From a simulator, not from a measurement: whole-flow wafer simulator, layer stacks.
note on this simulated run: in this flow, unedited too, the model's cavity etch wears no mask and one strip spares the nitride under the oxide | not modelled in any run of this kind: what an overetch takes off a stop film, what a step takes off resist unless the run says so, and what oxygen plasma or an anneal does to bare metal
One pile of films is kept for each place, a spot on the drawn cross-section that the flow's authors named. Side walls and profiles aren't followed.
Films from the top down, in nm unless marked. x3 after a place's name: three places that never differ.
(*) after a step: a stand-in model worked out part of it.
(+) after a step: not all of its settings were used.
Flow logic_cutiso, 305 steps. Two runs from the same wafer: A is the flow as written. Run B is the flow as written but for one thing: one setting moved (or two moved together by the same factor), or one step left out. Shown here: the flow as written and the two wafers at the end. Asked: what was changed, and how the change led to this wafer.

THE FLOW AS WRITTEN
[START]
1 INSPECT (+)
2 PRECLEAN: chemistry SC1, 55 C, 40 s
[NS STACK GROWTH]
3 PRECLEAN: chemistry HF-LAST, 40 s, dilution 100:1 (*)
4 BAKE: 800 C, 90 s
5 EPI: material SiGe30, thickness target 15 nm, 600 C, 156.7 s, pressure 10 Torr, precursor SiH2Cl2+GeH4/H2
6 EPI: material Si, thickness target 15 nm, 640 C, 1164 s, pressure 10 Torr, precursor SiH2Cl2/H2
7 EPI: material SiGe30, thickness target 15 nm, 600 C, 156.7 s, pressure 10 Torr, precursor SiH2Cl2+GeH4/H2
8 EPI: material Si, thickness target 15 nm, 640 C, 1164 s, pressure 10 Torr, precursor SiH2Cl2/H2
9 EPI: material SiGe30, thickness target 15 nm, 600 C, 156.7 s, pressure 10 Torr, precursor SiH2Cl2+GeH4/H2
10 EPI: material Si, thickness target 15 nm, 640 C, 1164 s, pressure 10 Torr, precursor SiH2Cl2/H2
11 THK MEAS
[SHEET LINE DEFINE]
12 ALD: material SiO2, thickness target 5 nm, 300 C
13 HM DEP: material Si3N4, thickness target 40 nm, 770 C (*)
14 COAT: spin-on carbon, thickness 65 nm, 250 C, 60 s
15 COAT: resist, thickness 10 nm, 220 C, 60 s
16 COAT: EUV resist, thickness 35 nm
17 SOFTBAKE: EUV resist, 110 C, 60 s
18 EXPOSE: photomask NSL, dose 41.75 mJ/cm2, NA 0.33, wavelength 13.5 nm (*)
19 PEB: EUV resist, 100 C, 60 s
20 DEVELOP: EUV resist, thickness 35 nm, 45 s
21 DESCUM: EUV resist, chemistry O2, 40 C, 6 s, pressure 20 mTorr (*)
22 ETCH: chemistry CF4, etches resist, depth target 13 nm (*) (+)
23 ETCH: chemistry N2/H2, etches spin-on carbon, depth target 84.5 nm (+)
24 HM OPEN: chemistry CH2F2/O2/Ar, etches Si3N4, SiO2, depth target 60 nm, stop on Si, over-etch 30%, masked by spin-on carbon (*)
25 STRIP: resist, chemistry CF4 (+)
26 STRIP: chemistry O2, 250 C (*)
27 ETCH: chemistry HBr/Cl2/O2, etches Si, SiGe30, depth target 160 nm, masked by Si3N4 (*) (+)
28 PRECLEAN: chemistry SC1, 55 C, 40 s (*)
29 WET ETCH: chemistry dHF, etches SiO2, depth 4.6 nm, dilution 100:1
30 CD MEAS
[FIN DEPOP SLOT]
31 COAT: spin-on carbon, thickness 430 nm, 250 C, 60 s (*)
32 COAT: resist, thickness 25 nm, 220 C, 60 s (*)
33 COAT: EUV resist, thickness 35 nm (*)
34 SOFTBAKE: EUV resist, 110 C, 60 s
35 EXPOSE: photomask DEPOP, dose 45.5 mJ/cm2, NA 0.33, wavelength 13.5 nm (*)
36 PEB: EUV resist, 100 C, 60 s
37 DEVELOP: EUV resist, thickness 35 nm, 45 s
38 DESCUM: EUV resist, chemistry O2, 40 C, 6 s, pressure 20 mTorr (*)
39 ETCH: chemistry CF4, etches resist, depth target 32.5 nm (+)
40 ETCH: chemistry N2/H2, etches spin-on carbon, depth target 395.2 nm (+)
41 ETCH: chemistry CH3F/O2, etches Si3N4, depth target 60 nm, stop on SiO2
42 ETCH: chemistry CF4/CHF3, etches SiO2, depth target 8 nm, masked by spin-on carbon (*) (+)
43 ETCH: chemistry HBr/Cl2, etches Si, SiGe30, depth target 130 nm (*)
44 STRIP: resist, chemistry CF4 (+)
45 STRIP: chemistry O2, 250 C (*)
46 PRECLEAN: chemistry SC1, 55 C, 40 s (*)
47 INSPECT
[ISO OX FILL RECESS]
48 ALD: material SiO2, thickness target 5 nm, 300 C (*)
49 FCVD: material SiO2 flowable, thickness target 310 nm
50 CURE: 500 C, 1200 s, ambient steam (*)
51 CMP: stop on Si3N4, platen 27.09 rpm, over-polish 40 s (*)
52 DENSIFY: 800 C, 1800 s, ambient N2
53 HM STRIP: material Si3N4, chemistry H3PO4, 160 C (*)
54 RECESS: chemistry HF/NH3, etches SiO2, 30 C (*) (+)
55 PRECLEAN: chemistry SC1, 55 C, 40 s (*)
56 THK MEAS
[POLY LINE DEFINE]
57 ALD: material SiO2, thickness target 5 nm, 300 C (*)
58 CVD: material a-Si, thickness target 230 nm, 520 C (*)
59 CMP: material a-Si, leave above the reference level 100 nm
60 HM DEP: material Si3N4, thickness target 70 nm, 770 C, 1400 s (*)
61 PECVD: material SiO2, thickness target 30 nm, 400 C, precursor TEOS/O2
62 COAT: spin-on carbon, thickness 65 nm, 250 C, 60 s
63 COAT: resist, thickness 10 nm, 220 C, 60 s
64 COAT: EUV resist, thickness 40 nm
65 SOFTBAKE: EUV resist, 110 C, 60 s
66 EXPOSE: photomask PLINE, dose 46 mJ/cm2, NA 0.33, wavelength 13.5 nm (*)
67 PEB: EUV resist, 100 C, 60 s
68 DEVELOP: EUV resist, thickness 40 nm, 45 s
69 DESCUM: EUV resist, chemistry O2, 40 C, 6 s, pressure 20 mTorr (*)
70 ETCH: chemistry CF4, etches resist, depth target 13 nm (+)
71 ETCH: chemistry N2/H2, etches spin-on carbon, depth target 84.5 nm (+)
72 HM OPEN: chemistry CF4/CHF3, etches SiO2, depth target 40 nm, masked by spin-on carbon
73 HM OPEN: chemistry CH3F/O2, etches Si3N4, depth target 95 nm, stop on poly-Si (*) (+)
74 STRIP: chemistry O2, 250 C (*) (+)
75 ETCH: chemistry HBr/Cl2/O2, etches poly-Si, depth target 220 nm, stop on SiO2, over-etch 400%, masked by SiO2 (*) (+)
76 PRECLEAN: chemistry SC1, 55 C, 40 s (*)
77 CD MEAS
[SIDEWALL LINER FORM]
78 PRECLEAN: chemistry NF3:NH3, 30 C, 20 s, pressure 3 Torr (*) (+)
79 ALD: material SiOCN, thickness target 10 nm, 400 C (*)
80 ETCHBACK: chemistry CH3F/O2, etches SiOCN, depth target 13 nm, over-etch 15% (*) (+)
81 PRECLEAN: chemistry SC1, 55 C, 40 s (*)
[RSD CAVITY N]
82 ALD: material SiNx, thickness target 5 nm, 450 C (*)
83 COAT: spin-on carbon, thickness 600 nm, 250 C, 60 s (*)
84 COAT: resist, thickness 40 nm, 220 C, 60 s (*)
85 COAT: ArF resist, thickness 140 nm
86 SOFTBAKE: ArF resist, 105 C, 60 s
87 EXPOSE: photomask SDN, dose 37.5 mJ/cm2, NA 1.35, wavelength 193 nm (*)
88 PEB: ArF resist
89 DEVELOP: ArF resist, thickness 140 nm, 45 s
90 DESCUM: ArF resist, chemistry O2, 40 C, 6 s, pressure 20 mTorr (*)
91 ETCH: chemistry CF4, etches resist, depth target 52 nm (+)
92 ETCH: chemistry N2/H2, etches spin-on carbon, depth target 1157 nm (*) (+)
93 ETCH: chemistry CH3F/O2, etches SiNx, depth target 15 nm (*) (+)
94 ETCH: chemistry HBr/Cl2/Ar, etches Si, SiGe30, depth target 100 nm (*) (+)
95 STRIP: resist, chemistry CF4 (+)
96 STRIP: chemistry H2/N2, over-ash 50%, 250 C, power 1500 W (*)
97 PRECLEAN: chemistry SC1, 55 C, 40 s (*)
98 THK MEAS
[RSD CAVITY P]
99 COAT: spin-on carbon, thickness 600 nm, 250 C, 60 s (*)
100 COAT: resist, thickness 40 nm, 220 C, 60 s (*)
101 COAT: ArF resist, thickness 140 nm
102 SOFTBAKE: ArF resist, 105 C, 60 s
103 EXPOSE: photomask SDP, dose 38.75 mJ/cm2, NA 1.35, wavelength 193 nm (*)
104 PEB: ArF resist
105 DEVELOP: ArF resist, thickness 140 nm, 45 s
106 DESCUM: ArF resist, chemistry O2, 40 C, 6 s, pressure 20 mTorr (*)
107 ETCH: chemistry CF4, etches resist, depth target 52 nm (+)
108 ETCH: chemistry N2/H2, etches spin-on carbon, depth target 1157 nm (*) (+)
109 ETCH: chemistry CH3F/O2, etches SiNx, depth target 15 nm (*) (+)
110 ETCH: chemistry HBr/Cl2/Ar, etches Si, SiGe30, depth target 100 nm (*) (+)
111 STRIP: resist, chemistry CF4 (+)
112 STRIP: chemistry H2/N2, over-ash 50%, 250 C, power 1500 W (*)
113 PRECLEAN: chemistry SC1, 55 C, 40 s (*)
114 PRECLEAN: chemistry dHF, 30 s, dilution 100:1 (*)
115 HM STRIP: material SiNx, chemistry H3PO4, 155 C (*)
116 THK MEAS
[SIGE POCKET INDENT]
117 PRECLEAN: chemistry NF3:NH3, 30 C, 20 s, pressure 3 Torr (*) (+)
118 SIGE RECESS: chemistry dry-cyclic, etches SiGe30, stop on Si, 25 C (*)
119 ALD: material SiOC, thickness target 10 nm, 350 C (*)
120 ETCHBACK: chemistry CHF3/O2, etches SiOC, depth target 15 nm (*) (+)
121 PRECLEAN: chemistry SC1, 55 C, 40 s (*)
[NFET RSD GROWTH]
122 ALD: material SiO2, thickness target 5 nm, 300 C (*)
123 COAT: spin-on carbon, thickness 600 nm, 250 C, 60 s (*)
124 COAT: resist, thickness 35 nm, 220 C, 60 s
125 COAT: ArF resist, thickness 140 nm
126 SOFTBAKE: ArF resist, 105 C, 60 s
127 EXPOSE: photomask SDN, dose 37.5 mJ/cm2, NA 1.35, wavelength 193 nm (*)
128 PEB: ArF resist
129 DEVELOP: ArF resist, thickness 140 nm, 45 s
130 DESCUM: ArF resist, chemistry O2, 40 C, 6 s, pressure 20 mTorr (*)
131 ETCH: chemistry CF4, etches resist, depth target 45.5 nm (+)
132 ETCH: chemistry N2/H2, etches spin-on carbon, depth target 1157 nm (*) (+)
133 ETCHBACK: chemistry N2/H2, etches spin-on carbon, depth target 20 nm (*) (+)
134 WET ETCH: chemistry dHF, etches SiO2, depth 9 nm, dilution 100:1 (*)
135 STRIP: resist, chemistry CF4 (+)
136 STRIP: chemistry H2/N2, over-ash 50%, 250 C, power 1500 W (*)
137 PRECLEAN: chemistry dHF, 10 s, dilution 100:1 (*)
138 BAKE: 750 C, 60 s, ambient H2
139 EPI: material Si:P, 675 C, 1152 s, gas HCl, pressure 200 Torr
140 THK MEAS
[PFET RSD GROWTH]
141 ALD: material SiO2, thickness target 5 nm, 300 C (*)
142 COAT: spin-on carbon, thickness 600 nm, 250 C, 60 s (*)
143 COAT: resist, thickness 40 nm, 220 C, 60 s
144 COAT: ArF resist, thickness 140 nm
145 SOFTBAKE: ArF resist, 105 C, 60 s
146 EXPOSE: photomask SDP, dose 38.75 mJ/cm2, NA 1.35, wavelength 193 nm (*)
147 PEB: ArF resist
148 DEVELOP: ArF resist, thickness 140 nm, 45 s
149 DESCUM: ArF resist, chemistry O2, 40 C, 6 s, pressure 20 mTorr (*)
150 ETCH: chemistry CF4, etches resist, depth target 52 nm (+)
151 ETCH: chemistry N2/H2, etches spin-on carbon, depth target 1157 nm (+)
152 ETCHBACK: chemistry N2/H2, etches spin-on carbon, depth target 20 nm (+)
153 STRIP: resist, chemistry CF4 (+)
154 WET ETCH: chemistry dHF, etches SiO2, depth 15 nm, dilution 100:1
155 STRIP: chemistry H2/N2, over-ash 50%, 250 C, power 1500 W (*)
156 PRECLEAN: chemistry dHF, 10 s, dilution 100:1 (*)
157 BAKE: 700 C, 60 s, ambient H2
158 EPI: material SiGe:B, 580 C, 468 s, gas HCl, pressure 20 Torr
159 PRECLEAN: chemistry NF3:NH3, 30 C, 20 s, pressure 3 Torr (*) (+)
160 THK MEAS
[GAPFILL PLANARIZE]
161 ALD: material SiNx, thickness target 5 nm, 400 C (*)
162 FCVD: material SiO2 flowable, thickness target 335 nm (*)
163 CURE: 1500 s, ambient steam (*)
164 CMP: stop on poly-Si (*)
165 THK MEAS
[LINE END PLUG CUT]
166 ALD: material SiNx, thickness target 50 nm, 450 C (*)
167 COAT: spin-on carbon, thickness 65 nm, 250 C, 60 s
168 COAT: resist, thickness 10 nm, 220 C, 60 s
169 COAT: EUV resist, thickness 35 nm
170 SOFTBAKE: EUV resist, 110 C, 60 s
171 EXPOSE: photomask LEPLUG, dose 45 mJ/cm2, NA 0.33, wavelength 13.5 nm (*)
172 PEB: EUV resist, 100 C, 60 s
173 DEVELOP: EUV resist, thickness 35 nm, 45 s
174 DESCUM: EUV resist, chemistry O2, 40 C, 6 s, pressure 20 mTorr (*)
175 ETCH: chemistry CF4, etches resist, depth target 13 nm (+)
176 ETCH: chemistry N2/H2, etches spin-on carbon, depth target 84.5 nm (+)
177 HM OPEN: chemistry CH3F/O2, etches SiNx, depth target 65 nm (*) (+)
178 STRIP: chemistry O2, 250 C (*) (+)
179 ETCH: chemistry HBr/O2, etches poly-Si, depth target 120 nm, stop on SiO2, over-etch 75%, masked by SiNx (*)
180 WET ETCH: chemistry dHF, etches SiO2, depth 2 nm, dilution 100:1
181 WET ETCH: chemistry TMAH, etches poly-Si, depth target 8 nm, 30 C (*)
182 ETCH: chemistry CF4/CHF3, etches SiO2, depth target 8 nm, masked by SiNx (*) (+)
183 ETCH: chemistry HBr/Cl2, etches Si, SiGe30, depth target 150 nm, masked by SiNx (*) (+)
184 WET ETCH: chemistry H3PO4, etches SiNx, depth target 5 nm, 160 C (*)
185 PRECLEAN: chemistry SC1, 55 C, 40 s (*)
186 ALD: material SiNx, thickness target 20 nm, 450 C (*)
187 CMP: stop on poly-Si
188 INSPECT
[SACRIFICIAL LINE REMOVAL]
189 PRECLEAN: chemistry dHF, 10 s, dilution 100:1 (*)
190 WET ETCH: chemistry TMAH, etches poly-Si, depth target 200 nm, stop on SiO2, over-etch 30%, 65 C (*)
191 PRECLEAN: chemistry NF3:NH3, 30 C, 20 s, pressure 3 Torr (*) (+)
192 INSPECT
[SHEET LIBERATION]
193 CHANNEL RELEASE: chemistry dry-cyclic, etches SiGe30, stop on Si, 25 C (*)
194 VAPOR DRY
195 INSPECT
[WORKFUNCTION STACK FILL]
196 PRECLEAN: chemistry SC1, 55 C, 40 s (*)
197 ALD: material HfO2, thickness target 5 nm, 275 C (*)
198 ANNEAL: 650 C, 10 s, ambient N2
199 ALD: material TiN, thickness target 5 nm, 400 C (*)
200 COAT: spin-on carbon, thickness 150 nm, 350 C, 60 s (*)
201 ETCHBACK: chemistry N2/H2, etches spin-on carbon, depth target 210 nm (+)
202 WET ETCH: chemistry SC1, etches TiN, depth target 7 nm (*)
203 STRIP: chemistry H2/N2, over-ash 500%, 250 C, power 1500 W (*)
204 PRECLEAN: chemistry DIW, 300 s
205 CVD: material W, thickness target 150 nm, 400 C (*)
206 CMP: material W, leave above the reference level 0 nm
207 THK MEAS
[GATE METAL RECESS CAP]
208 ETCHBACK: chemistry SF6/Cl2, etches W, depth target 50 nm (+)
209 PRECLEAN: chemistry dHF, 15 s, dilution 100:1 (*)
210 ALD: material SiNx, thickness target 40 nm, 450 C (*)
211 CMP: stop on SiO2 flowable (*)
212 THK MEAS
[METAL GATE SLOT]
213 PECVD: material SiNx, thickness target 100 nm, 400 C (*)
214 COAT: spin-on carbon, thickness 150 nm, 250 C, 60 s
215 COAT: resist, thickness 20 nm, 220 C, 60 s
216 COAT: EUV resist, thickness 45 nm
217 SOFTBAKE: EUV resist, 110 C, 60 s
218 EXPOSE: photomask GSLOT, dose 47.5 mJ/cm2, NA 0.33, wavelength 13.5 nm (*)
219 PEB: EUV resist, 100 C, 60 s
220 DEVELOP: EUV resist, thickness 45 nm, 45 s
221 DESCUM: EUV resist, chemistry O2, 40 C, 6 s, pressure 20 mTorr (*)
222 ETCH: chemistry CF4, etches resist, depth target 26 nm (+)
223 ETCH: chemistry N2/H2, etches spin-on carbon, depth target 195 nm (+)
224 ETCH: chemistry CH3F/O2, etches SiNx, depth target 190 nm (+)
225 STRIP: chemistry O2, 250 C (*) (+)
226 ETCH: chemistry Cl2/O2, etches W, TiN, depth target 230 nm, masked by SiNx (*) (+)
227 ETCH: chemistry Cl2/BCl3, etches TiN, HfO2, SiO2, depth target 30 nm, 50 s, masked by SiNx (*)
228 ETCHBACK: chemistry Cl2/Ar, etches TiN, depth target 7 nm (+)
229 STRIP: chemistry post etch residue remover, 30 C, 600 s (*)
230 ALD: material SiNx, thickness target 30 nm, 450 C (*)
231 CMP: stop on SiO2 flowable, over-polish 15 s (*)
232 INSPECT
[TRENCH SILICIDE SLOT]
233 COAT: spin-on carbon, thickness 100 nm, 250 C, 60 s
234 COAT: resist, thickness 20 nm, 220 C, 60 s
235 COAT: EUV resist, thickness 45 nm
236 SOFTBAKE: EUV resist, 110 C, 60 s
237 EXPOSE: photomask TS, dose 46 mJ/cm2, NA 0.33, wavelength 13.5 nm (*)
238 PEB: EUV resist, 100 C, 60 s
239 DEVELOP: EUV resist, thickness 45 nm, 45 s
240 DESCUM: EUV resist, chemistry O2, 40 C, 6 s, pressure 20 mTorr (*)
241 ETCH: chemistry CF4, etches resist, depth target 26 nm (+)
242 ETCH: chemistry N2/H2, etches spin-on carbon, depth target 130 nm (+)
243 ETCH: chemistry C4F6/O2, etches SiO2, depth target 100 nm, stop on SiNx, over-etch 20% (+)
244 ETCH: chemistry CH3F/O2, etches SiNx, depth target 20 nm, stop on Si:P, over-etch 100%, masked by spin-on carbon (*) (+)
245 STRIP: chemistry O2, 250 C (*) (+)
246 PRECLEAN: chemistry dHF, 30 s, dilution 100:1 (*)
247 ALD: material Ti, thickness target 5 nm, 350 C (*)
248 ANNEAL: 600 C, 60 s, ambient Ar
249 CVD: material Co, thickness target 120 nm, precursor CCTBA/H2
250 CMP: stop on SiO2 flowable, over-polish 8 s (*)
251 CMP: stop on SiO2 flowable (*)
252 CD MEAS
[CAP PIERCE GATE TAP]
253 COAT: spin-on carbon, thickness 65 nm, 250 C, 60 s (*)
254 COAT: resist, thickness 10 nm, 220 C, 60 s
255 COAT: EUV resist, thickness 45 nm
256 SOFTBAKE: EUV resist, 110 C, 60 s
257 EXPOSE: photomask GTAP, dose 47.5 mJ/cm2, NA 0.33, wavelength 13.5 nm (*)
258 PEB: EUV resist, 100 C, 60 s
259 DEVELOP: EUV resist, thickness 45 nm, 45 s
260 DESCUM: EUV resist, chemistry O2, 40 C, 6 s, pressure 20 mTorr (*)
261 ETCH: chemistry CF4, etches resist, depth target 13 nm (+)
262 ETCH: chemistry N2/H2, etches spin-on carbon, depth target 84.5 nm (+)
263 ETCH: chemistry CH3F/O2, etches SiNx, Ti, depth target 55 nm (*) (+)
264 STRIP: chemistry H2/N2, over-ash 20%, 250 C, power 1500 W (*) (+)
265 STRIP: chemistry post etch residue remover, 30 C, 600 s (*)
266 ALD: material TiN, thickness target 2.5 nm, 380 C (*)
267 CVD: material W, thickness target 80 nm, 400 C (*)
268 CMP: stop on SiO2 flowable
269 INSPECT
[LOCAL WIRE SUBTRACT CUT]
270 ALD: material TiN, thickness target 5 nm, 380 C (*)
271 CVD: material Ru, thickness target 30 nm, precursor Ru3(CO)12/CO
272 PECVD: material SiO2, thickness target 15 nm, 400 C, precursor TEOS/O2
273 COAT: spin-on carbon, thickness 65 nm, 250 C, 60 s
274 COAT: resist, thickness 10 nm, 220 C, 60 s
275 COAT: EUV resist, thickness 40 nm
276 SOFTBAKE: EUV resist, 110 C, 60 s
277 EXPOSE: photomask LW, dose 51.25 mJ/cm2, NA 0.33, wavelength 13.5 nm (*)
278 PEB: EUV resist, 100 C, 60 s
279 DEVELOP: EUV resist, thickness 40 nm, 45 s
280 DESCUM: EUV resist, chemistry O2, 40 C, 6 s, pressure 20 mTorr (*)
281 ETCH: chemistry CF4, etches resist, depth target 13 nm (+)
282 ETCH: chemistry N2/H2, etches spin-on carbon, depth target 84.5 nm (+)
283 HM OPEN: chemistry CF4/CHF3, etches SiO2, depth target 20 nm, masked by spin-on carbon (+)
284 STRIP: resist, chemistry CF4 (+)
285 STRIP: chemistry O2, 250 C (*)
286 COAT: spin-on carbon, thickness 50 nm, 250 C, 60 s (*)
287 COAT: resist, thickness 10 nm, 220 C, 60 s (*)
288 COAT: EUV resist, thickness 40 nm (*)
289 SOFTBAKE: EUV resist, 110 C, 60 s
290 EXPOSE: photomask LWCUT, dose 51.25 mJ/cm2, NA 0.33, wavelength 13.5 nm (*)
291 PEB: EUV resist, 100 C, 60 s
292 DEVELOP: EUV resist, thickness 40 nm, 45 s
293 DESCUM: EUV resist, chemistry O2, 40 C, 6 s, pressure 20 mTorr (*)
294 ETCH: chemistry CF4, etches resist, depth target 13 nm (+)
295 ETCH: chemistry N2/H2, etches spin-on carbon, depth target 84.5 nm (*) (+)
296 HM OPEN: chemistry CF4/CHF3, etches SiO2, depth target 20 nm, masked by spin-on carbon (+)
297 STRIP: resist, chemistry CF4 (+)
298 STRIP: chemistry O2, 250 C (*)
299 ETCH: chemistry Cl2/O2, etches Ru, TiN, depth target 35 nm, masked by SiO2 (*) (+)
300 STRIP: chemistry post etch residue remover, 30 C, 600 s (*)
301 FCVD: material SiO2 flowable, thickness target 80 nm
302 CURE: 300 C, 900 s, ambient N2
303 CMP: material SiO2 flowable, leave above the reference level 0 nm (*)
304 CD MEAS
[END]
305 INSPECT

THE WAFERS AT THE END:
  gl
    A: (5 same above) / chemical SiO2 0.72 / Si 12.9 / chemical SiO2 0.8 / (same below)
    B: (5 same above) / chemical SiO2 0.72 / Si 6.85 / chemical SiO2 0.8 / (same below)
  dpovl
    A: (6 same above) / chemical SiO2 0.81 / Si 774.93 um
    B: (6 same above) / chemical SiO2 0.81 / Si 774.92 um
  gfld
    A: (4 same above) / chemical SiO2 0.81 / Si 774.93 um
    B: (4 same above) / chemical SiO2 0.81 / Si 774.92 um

The cause: step 10, EPI: thickness target 9 nm was run, where the flow has thickness target 15 nm; step 10, EPI: 698.6 s was run, where the flow has 1164 s.

How the change led to this, step by step:
  10 EPI: material Si, thickness target 15 nm, 640 C, 1164 s, pressure 10 Torr, precursor SiH2Cl2/H2
      depop, dpovl, gfld and 19 more: A Si +15 (new film) | B Si +9 (new film)
  27 ETCH: chemistry HBr/Cl2/O2, etches Si, SiGe30, depth target 160 nm, masked by Si3N4 (*) (+)
      gfld, gxf, iso, lnri: A chemical SiO2 -0.79 (all of it), Si -11.4 (all of it), SiGe30 -15 (all of it), Si -15 (all of it), SiGe30 -15 (all of it), Si -15 (all of it), SiGe30 -15 (all of it), Si -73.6 | B chemical SiO2 -0.79 (all of it), Si -5.35 (all of it), SiGe30 -15 (all of it), Si -15 (all of it), SiGe30 -15 (all of it), Si -15 (all of it), SiGe30 -15 (all of it), Si -79.6
      dpovl, nsgap: A chemical SiO2 -0.79 (all of it), Si -11.8 (all of it), SiGe30 -15 (all of it), Si -15 (all of it), SiGe30 -15 (all of it), Si -15 (all of it), SiGe30 -15 (all of it), Si -73.2 | B chemical SiO2 -0.79 (all of it), Si -5.75 (all of it), SiGe30 -15 (all of it), Si -15 (all of it), SiGe30 -15 (all of it), Si -15 (all of it), SiGe30 -15 (all of it), Si -79.2
      (and at 1 more place)
  43 ETCH: chemistry HBr/Cl2, etches Si, SiGe30, depth target 130 nm (*)
      depop: A Si -14 (all of it), SiGe30 -15 (all of it), Si -15 (all of it), SiGe30 -15 (all of it), Si -15 (all of it), SiGe30 -15 (all of it), Si -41 | B Si -8.02 (all of it), SiGe30 -15 (all of it), Si -15 (all of it), SiGe30 -15 (all of it), Si -15 (all of it), SiGe30 -15 (all of it), Si -47
  94 ETCH: chemistry HBr/Cl2/Ar, etches Si, SiGe30, depth target 100 nm (*) (+)
      rsdn, rsdx: A chemical SiO2 -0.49 (all of it), Si -12.8 (all of it), SiGe30 -15 (all of it), Si -15 (all of it), SiGe30 -15 (all of it), Si -15 (all of it), SiGe30 -15 (all of it), Si -12.2 | B chemical SiO2 -0.49 (all of it), Si -6.82 (all of it), SiGe30 -15 (all of it), Si -15 (all of it), SiGe30 -15 (all of it), Si -15 (all of it), SiGe30 -15 (all of it), Si -18.2
  110 ETCH: chemistry HBr/Cl2/Ar, etches Si, SiGe30, depth target 100 nm (*) (+)
      rsdp, rsdw: A chemical SiO2 -0.49 (all of it), Si -12.8 (all of it), SiGe30 -15 (all of it), Si -15 (all of it), SiGe30 -15 (all of it), Si -15 (all of it), SiGe30 -15 (all of it), Si -12.2 | B chemical SiO2 -0.49 (all of it), Si -6.82 (all of it), SiGe30 -15 (all of it), Si -15 (all of it), SiGe30 -15 (all of it), Si -15 (all of it), SiGe30 -15 (all of it), Si -18.2
  183 ETCH: chemistry HBr/Cl2, etches Si, SiGe30, depth target 150 nm, masked by SiNx (*) (+)
      plug: A Si -13.6 (all of it), SiGe30 -15 (all of it), Si -15 (all of it), SiGe30 -15 (all of it), Si -15 (all of it), SiGe30 -15 (all of it), Si -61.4 | B Si -7.55 (all of it), SiGe30 -15 (all of it), Si -15 (all of it), SiGe30 -15 (all of it), Si -15 (all of it), SiGe30 -15 (all of it), Si -67.4
